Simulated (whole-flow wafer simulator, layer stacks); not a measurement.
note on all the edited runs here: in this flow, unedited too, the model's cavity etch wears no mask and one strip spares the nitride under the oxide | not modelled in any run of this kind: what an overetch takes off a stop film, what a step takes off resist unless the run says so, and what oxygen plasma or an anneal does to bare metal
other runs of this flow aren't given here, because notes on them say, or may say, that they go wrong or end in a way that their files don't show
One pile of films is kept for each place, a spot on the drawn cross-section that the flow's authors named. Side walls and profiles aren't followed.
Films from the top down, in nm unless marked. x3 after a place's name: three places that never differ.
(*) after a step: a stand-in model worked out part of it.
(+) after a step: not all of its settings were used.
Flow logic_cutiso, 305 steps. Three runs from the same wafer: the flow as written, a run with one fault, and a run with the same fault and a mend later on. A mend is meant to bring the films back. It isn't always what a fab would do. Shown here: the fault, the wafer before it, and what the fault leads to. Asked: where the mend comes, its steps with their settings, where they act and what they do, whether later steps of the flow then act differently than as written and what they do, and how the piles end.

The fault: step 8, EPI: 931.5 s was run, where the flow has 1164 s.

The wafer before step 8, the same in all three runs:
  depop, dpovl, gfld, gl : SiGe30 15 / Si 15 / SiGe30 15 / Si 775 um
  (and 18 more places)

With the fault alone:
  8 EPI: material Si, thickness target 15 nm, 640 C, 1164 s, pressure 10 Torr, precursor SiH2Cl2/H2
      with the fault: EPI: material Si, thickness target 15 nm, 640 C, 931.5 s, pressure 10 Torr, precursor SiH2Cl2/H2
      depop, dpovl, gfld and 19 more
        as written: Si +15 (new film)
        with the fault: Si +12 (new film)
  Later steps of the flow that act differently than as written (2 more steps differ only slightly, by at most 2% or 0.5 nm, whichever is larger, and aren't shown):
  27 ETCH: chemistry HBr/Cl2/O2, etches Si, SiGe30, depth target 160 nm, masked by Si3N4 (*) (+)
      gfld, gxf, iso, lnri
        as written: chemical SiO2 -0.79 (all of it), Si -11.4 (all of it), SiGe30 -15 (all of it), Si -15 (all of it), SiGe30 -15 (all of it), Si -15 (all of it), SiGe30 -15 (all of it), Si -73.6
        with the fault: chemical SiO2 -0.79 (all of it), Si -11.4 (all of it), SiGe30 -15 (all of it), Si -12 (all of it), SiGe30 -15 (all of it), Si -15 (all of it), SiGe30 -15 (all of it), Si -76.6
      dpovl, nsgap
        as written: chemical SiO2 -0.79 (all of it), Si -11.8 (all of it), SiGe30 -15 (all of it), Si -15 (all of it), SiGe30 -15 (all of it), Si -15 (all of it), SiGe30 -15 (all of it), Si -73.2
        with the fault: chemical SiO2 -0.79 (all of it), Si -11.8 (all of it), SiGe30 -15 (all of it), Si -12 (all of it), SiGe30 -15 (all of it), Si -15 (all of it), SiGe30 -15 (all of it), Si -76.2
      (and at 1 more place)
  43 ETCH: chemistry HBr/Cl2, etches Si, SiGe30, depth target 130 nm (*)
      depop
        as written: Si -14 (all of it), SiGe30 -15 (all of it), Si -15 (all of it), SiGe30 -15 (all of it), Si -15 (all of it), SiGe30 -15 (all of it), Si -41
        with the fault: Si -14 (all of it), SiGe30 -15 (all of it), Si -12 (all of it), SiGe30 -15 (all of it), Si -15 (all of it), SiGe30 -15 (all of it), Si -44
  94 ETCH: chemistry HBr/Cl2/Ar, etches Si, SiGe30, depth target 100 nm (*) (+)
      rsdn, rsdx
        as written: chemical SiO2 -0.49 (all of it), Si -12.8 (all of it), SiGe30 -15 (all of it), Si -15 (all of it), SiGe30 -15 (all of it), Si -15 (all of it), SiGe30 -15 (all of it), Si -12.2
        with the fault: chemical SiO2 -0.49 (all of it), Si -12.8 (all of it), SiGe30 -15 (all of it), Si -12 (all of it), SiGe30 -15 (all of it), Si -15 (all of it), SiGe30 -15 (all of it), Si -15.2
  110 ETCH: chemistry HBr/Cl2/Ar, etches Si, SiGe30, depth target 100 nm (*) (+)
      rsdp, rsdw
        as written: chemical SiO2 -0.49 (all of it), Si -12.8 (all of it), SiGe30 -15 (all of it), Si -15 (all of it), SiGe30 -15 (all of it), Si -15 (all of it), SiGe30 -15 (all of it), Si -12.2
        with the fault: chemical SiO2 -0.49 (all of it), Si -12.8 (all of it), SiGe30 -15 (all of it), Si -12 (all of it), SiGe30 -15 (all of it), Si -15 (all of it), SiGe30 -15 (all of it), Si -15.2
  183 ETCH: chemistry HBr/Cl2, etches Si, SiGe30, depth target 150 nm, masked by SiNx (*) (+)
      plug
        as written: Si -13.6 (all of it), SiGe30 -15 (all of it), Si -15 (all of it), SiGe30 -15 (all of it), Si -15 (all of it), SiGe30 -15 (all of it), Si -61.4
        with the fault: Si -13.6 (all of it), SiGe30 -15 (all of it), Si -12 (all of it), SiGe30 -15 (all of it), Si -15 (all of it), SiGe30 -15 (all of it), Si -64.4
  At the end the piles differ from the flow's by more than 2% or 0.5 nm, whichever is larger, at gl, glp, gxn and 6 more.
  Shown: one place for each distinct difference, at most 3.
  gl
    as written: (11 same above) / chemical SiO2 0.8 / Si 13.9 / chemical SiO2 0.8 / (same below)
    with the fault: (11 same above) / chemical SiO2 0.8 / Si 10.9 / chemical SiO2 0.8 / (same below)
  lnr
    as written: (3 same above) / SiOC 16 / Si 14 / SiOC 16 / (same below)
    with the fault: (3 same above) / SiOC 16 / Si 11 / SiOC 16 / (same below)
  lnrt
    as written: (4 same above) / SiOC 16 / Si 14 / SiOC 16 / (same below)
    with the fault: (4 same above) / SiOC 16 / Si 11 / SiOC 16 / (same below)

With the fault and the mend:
  The mend comes after step 8.
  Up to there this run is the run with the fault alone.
  8a EPI: material Si, thickness target 15 nm, 640 C, 232.9 s, pressure 10 Torr, precursor SiH2Cl2/H2 (the flow's step 8 once more, with other settings)
      depop, dpovl, gfld and 19 more
        Si +3
  No later step of the flow acts differently than as written at any place that is followed.
  At the end the piles are the same as the flow's at every place that both follow.
